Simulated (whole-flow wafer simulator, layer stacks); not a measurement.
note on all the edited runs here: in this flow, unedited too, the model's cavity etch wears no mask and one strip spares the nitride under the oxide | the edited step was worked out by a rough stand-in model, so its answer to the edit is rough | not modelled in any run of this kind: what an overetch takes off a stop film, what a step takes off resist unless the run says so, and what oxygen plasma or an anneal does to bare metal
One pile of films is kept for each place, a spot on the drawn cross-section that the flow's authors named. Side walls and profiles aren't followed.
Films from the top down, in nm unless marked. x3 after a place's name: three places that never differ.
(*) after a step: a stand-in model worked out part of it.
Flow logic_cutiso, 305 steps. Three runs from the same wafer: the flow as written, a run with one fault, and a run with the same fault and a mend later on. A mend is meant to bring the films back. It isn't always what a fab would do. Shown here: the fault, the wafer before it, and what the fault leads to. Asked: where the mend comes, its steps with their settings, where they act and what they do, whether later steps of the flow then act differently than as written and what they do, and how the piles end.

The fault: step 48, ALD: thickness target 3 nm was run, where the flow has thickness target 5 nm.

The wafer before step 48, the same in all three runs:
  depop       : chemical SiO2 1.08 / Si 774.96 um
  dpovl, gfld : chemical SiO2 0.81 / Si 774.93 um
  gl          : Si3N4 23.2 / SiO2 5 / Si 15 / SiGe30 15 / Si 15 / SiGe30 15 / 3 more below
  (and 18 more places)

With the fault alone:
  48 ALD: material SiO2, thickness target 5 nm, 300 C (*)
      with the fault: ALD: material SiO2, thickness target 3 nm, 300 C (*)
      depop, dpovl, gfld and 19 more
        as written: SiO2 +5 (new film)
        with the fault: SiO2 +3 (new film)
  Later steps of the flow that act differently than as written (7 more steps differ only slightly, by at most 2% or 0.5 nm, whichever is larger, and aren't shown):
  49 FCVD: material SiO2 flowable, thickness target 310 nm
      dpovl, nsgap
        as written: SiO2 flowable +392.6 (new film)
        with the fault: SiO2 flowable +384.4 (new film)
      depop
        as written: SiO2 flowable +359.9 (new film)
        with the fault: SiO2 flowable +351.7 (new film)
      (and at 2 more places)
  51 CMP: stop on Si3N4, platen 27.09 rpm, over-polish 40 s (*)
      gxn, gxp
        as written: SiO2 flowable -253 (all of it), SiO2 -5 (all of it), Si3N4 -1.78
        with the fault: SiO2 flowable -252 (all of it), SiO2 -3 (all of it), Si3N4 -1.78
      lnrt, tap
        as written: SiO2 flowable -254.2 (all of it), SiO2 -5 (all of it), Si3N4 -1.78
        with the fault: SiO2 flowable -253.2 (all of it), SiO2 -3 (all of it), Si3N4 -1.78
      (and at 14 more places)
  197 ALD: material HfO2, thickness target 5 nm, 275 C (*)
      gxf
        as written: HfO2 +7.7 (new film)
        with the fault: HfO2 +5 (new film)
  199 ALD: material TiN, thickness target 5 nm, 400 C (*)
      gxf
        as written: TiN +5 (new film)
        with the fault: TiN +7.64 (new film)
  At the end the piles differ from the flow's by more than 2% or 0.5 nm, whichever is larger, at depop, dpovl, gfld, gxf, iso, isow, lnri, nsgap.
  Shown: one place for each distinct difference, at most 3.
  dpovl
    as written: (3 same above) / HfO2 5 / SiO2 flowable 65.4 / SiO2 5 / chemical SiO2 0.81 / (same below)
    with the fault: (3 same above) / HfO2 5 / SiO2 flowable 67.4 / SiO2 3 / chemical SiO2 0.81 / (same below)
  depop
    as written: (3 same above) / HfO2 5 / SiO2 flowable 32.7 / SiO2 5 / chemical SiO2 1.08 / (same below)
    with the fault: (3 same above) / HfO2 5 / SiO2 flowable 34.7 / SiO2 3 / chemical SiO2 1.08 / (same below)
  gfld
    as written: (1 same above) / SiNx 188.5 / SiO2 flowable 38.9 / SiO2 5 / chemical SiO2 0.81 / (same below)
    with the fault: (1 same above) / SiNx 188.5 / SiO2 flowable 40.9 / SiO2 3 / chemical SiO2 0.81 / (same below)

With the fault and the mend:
  The mend comes after step 48.
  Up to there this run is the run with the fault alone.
  48a ALD: material SiO2, thickness target 2 nm, 300 C (*) (the flow's step 48 once more, with other settings)
      depop, dpovl, gfld and 19 more
        SiO2 +2
  No later step of the flow acts differently than as written at any place that is followed.
  At the end the piles are the same as the flow's at every place that both follow.
